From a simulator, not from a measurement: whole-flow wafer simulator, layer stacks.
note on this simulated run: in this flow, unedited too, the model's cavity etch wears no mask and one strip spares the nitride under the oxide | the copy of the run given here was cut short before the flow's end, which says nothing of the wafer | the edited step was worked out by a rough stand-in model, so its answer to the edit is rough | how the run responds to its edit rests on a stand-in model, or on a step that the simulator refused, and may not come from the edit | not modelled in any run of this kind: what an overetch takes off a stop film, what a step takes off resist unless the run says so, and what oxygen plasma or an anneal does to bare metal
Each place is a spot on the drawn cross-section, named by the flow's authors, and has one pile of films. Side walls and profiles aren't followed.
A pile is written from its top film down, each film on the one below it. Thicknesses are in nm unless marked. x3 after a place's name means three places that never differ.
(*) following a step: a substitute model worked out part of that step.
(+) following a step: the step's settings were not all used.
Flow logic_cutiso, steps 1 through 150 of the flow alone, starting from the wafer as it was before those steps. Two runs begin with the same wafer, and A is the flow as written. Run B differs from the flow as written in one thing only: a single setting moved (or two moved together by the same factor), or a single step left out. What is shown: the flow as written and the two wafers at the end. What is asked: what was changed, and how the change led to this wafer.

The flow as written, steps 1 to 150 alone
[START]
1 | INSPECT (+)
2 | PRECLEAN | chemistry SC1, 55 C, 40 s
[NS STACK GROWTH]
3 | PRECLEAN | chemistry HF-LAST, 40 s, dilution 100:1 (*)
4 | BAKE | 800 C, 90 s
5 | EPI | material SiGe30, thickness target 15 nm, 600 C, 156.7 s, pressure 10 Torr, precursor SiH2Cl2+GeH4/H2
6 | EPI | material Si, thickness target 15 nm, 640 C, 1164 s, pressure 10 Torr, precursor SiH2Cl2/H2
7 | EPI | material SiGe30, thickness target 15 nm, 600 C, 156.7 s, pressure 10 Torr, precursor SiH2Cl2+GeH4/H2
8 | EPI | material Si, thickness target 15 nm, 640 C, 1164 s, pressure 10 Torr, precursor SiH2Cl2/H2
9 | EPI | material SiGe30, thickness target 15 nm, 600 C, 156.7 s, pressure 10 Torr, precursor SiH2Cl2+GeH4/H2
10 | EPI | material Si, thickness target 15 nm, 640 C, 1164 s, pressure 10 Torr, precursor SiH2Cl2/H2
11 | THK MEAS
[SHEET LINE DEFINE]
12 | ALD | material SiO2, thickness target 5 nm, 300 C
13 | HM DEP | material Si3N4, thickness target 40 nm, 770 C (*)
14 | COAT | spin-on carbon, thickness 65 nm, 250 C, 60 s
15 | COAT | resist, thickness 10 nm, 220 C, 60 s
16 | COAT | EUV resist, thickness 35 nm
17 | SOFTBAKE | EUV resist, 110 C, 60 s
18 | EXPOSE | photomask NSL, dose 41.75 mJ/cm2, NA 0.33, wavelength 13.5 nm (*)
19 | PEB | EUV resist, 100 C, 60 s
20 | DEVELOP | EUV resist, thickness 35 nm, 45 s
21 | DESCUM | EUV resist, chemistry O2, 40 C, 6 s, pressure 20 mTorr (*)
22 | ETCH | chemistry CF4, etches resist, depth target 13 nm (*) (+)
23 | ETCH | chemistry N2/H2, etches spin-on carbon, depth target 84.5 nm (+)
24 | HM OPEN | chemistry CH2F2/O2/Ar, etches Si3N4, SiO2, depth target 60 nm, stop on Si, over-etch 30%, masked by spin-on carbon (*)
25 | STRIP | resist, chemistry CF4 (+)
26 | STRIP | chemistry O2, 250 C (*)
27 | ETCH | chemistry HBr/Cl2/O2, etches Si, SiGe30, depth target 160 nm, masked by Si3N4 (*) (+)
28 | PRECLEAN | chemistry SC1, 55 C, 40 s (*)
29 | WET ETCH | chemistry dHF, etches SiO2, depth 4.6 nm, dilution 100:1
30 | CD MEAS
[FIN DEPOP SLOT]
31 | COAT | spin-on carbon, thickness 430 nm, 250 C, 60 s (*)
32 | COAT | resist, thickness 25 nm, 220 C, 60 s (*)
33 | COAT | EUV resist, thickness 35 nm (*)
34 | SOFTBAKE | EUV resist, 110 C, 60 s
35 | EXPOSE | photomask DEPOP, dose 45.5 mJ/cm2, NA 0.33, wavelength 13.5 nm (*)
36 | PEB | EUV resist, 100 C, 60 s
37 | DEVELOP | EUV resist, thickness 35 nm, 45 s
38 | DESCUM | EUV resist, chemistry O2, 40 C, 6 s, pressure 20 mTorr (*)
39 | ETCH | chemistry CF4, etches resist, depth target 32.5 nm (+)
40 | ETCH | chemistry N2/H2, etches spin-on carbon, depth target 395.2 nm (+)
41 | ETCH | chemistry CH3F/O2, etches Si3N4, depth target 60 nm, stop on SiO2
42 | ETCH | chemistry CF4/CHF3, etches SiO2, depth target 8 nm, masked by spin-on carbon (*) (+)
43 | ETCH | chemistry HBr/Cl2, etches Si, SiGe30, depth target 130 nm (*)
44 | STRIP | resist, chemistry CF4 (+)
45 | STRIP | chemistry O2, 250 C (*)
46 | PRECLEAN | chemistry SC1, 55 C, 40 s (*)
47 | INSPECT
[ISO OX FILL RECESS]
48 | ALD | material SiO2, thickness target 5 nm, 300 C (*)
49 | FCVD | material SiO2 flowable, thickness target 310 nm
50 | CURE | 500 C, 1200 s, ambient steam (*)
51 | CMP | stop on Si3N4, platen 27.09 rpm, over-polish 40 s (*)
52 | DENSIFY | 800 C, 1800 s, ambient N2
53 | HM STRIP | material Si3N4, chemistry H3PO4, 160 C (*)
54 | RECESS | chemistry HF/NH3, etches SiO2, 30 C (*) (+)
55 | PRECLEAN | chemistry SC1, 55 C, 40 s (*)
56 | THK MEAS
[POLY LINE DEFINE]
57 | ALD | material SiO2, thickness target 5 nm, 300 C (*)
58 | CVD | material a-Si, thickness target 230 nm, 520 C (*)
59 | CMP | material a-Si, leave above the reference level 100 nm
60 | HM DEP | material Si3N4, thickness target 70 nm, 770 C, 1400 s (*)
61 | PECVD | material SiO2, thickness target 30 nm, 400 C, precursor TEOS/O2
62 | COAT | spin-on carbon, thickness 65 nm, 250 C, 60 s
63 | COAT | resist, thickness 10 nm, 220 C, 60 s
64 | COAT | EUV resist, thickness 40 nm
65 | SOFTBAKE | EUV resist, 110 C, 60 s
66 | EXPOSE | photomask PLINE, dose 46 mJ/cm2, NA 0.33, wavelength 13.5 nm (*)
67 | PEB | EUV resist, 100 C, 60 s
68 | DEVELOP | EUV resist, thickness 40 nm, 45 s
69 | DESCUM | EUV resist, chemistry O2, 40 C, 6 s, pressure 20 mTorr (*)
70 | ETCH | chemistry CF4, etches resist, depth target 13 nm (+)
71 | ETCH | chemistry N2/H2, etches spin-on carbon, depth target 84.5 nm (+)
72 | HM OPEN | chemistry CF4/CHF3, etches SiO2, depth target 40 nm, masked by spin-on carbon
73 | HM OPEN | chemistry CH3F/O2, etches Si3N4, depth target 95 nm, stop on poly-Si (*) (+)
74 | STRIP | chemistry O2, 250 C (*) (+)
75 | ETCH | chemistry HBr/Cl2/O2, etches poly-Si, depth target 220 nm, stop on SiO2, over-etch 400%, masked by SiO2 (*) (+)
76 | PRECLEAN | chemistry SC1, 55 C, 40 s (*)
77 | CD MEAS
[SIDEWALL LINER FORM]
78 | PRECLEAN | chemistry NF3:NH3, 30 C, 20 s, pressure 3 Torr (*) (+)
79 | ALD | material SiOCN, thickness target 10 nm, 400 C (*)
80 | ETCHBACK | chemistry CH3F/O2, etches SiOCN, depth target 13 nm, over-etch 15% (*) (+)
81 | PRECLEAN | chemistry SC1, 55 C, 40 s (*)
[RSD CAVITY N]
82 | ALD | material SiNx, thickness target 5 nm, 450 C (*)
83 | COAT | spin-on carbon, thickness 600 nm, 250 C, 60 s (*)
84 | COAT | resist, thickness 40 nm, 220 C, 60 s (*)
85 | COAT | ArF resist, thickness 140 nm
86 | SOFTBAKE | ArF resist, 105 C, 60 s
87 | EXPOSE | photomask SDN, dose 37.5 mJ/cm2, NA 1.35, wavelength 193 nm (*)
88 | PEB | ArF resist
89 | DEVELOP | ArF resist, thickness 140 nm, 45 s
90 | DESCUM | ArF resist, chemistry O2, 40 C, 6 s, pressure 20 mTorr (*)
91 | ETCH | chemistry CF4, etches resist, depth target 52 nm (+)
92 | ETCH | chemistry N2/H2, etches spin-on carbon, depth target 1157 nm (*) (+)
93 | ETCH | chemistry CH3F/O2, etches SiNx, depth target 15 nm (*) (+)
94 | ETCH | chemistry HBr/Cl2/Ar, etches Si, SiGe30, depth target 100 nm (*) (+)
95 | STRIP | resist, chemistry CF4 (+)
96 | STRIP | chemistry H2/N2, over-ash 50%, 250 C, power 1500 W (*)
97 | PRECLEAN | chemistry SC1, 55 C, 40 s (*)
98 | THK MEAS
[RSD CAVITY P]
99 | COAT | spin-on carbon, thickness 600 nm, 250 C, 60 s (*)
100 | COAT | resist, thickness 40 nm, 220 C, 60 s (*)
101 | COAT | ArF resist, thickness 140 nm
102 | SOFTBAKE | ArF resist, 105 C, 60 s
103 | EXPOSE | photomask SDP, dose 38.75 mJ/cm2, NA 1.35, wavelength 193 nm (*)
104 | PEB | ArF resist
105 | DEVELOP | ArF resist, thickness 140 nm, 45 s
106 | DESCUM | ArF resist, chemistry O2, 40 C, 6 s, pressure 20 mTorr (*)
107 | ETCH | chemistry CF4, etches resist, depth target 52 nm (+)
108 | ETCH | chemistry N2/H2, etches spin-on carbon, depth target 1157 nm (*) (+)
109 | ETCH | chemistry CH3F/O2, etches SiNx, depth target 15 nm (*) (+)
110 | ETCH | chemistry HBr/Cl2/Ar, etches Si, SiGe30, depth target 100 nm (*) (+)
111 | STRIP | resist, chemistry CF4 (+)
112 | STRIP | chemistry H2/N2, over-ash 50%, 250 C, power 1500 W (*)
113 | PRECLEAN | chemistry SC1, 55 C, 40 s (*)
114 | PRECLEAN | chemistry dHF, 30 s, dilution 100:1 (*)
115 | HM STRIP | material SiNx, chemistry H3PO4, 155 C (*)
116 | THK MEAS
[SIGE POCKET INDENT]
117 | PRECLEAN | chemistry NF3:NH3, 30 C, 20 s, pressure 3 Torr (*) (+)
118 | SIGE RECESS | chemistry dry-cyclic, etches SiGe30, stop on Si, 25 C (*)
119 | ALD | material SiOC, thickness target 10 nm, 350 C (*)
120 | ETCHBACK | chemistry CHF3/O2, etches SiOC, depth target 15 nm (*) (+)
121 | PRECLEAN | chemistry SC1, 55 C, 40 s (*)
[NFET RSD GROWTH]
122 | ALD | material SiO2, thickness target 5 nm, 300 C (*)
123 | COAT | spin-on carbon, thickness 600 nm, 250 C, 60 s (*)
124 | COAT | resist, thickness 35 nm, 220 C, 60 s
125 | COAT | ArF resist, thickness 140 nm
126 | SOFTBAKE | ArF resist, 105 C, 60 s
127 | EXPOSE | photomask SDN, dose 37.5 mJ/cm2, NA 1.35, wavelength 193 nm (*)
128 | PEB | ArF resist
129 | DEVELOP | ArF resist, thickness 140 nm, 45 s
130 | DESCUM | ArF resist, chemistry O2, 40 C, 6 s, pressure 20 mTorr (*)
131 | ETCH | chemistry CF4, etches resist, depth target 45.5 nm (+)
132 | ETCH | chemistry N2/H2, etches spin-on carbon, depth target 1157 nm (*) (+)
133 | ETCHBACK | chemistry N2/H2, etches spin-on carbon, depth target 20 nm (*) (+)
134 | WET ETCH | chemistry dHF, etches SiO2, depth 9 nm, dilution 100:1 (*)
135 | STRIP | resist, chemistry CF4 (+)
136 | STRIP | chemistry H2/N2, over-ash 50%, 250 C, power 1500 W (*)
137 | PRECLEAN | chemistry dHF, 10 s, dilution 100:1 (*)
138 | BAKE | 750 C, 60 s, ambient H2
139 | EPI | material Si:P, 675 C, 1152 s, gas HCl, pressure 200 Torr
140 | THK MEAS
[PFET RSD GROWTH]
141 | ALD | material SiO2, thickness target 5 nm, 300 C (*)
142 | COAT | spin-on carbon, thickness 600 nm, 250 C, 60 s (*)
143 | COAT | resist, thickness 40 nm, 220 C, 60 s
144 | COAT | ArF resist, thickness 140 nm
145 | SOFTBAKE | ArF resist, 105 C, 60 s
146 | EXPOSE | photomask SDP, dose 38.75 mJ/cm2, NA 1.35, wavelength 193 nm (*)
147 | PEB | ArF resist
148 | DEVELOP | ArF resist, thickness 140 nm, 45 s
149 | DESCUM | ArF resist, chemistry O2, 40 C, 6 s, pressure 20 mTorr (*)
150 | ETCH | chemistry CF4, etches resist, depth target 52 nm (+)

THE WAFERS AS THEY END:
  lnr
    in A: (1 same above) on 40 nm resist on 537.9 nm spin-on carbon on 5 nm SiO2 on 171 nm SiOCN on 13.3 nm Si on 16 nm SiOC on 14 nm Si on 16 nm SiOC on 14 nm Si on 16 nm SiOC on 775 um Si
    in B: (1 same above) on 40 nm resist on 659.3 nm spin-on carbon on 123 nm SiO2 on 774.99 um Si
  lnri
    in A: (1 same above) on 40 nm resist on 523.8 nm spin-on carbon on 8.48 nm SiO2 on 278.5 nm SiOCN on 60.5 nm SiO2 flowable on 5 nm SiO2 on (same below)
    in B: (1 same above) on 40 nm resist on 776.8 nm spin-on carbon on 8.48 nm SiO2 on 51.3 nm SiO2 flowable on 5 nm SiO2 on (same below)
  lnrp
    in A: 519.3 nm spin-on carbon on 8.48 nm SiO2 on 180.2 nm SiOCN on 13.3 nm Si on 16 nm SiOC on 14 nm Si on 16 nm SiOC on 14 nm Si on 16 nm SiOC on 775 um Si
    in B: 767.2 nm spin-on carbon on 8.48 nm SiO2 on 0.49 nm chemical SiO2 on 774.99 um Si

The reason: step 79, ALD: thickness target 5.5 nm was run, though the flow has thickness target 10 nm.

How this came from the change, step by step:
  79 | ALD | material SiOCN, thickness target 10 nm, 400 C (*)
      depop, dpovl, gfld and 19 more: A SiOCN gains 10 (new film) | B SiOCN gains 5.5 (new film)
  80 | ETCHBACK | chemistry CH3F/O2, etches SiOCN, depth target 13 nm, over-etch 15% (*) (+)
      lnr, lnrp, lnrt: A SiOCN gains 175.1 | B SiOCN loses 5.5 (all of it), Si loses 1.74
      lnri: A SiOCN gains 271.9 | B SiOCN loses 5.5 (all of it), SiO2 flowable loses 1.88
      (and at 18 other places as well)
  83 | COAT | spin-on carbon, thickness 600 nm, 250 C, 60 s (*)
      gl, glp, plug, tap: A spin-on carbon gains 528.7 (new film) | B spin-on carbon gains 503.8 (new film)
      rsdn, rsdw, rsdx: A spin-on carbon gains 716.5 (new film) | B spin-on carbon gains 691.5 (new film)
      (and at 10 other places as well)
  92 | ETCH | chemistry N2/H2, etches spin-on carbon, depth target 1157 nm (*) (+)
      gl, gxn, tap: A spin-on carbon loses 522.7 (all of it), SiNx loses 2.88 | B spin-on carbon loses 497.8 (all of it), SiNx loses 5 (all of it), SiO2 loses 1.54
      depop, dpovl, gfld and 12 more: A ArF resist loses 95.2 (all of it), resist loses 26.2 | B ArF resist loses 95.2 (all of it), resist loses 34.8
      (and at 4 other places as well)
  93 | ETCH | chemistry CH3F/O2, etches SiNx, depth target 15 nm (*) (+)
      gl, gxn, tap: A SiNx loses 2.12 (all of it), SiO2 loses 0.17 | B SiO2 loses 0.14
      lnr, lnrt: A SiNx loses 2.15 (all of it), SiOCN loses 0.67 | B SiNx loses 1.27 (all of it), chemical SiO2 loses 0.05
      (and at 2 other places as well)
  94 | ETCH | chemistry HBr/Cl2/Ar, etches Si, SiGe30, depth target 100 nm (*) (+)
      lnr, lnrt: A nothing | B chemical SiO2 loses 0.44 (all of it), Si loses 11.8 (all of it), SiGe30 loses 15 (all of it), Si loses 15 (all of it), SiGe30 loses 15 (all of it), Si loses 15 (all of it), SiGe30 loses 15 (all of it), Si loses 13.2
      rsdn, rsdx: A chemical SiO2 loses 0.49 (all of it), Si loses 12.8 (all of it), SiGe30 loses 15 (all of it), Si loses 15 (all of it), SiGe30 loses 15 (all of it), Si loses 15 (all of it), SiGe30 loses 15 (all of it), Si loses 12.2 | B chemical SiO2 loses 0.44 (all of it), Si loses 11.8 (all of it), SiGe30 loses 15 (all of it), Si loses 15 (all of it), SiGe30 loses 15 (all of it), Si loses 15 (all of it), SiGe30 loses 15 (all of it), Si loses 13.2
  95 | STRIP | resist, chemistry CF4 (+)
      depop, dpovl, isow, ns, nsgap: A resist loses 13 (all of it) | B resist loses 4.78 (all of it)
      gfld, lnri: A resist loses 13 (all of it) | B resist loses 4.86 (all of it)
      (and at 8 other places as well)
  96 | STRIP | chemistry H2/N2, over-ash 50%, 250 C, power 1500 W (*)
      gfld, gxf: A spin-on carbon loses 528.6 (all of it) | B spin-on carbon loses 503.7 (all of it)
      glp, plug: A spin-on carbon loses 528.7 (all of it) | B spin-on carbon loses 503.8 (all of it)
      (and at 6 other places as well)
  99 | COAT | spin-on carbon, thickness 600 nm, 250 C, 60 s (*)
      gfld, plug: A spin-on carbon gains 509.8 (new film) | B spin-on carbon gains 476.7 (new film)
      gl, gxn: A spin-on carbon gains 514.9 (new film) | B spin-on carbon gains 483.3 (new film)
      (and at 13 other places as well)
  108 | ETCH | chemistry N2/H2, etches spin-on carbon, depth target 1157 nm (*) (+)
      glp, gxp: A spin-on carbon loses 503.9 (all of it), SiNx loses 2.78 | B spin-on carbon loses 470.7 (all of it), SiNx loses 5 (all of it), SiO2 loses 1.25
      depop, dpovl, gfld and 14 more: A ArF resist loses 95.2 (all of it), resist loses 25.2 | B ArF resist loses 95.2 (all of it), resist loses 33.4
      (and at 3 other places as well)
  109 | ETCH | chemistry CH3F/O2, etches SiNx, depth target 15 nm (*) (+)
      glp, gxp: A SiNx loses 2.22 (all of it), SiO2 loses 0.17 | B SiO2 loses 0.16
      rsdp, rsdw: A SiNx loses 4.26 (all of it) | B SiNx loses 1.42 (all of it), chemical SiO2 loses 0.06
      (and at 1 other place as well)
  110 | ETCH | chemistry HBr/Cl2/Ar, etches Si, SiGe30, depth target 100 nm (*) (+)
      lnrp: A nothing | B chemical SiO2 loses 0.44 (all of it), Si loses 11.8 (all of it), SiGe30 loses 15 (all of it), Si loses 15 (all of it), SiGe30 loses 15 (all of it), Si loses 15 (all of it), SiGe30 loses 15 (all of it), Si loses 13.2
      rsdp, rsdw: A chemical SiO2 loses 0.49 (all of it), Si loses 12.8 (all of it), SiGe30 loses 15 (all of it), Si loses 15 (all of it), SiGe30 loses 15 (all of it), Si loses 15 (all of it), SiGe30 loses 15 (all of it), Si loses 12.2 | B chemical SiO2 loses 0.44 (all of it), Si loses 11.8 (all of it), SiGe30 loses 15 (all of it), Si loses 15 (all of it), SiGe30 loses 15 (all of it), Si loses 15 (all of it), SiGe30 loses 15 (all of it), Si loses 13.2
  111 | STRIP | resist, chemistry CF4 (+)
      depop, dpovl, gfld, isow, ns, nsgap: A resist loses 14 (all of it) | B resist loses 6.2 (all of it)
      gl, rsdx: A resist loses 14.1 (all of it) | B resist loses 6.32 (all of it)
      (and at 9 other places as well)
  112 | STRIP | chemistry H2/N2, over-ash 50%, 250 C, power 1500 W (*)
      gfld, plug: A spin-on carbon loses 509.8 (all of it) | B spin-on carbon loses 476.7 (all of it)
      gl, gxn: A spin-on carbon loses 514.9 (all of it) | B spin-on carbon loses 483.3 (all of it)
      (and at 8 other places as well)
  114 | PRECLEAN | chemistry dHF, 30 s, dilution 100:1 (*)
      lnr, lnrt: A SiOCN loses 0.49 | B chemical SiO2 loses 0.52 (all of it)
  115 | HM STRIP | material SiNx, chemistry H3PO4, 155 C (*)
      lnr, lnrp, lnrt: A SiOCN loses 0.58 | B chemical SiO2 gains 0.5 (new film), Si loses 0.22
  ... 12 other steps ...
  142 | COAT | spin-on carbon, thickness 600 nm, 250 C, 60 s (*)
      gfld, plug: A spin-on carbon gains 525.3 (new film) | B spin-on carbon gains 491.8 (new film)
      gl, tap: A spin-on carbon gains 547.8 (new film) | B spin-on carbon gains 513.7 (new film)
      (and at 13 other places as well)
